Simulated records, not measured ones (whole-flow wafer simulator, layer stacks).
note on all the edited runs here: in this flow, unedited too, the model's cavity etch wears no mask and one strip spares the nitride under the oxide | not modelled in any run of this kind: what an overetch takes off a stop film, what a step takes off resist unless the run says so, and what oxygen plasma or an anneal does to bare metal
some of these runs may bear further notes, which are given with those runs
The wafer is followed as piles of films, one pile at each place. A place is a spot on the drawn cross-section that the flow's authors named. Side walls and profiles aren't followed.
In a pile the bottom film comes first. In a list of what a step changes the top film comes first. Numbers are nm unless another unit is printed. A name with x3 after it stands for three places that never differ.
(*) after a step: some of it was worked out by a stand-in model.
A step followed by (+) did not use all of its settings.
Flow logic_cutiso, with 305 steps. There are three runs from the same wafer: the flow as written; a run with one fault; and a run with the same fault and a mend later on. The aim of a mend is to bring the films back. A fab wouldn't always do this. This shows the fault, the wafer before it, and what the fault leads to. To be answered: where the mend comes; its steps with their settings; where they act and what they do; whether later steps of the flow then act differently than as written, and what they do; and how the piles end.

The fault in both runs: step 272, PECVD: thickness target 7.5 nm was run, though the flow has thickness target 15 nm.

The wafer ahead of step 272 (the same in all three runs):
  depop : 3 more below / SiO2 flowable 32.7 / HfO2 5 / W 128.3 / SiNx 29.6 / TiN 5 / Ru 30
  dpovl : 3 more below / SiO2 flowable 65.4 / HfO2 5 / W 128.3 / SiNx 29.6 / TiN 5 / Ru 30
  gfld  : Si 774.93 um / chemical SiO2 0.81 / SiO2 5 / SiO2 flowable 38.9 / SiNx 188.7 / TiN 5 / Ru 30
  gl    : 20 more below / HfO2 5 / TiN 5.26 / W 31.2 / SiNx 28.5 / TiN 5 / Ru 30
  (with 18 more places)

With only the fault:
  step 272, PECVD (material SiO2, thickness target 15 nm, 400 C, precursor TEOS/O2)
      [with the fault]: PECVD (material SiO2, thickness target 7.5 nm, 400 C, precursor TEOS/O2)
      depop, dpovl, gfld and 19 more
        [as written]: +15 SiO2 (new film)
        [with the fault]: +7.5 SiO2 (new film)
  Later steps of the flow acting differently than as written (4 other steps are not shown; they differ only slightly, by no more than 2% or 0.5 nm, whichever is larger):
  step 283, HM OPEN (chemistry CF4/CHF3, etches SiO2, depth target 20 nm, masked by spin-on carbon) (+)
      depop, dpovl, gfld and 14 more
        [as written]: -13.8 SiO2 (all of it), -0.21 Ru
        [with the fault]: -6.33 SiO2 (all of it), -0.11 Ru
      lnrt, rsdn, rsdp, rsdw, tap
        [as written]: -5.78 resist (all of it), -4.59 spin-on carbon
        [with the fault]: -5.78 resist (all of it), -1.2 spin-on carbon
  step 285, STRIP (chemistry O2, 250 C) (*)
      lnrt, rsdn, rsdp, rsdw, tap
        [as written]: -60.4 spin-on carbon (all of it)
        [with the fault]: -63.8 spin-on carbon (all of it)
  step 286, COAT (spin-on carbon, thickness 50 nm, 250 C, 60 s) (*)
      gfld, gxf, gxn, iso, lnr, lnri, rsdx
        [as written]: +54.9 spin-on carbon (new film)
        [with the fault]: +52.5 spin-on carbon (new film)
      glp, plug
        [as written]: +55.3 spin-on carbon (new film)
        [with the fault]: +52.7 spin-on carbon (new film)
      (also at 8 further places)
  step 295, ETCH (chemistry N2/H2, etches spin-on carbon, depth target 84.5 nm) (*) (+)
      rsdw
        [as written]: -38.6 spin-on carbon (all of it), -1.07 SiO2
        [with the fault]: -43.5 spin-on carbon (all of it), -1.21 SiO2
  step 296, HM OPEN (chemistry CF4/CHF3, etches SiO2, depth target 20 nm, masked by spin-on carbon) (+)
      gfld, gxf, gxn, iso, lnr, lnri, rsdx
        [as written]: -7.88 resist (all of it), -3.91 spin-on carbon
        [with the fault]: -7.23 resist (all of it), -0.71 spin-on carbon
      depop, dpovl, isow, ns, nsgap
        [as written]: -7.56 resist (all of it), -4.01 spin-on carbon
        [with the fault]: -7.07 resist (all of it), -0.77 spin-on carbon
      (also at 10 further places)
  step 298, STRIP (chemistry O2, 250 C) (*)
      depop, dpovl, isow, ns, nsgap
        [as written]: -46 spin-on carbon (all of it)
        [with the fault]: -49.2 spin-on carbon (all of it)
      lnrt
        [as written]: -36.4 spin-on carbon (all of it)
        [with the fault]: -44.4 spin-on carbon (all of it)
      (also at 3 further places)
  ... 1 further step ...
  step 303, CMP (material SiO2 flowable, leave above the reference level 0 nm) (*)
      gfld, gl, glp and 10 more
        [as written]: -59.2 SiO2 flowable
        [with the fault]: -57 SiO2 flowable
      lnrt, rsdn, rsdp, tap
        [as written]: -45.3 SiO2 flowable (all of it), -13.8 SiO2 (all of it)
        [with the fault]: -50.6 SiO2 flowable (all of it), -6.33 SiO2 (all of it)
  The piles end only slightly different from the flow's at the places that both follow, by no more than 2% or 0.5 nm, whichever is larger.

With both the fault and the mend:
  After step 272 comes the mend.
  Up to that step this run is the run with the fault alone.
  step 272a, PECVD (material SiO2, thickness target 7.5 nm, 400 C, precursor TEOS/O2) (the flow's step 272, run once more with other settings)
      depop, dpovl, gfld and 19 more
        +7.5 SiO2
  None of the later steps of the flow acts differently than as written at any place that is followed.
  At every place that both follow, the piles at the end match the flow's.
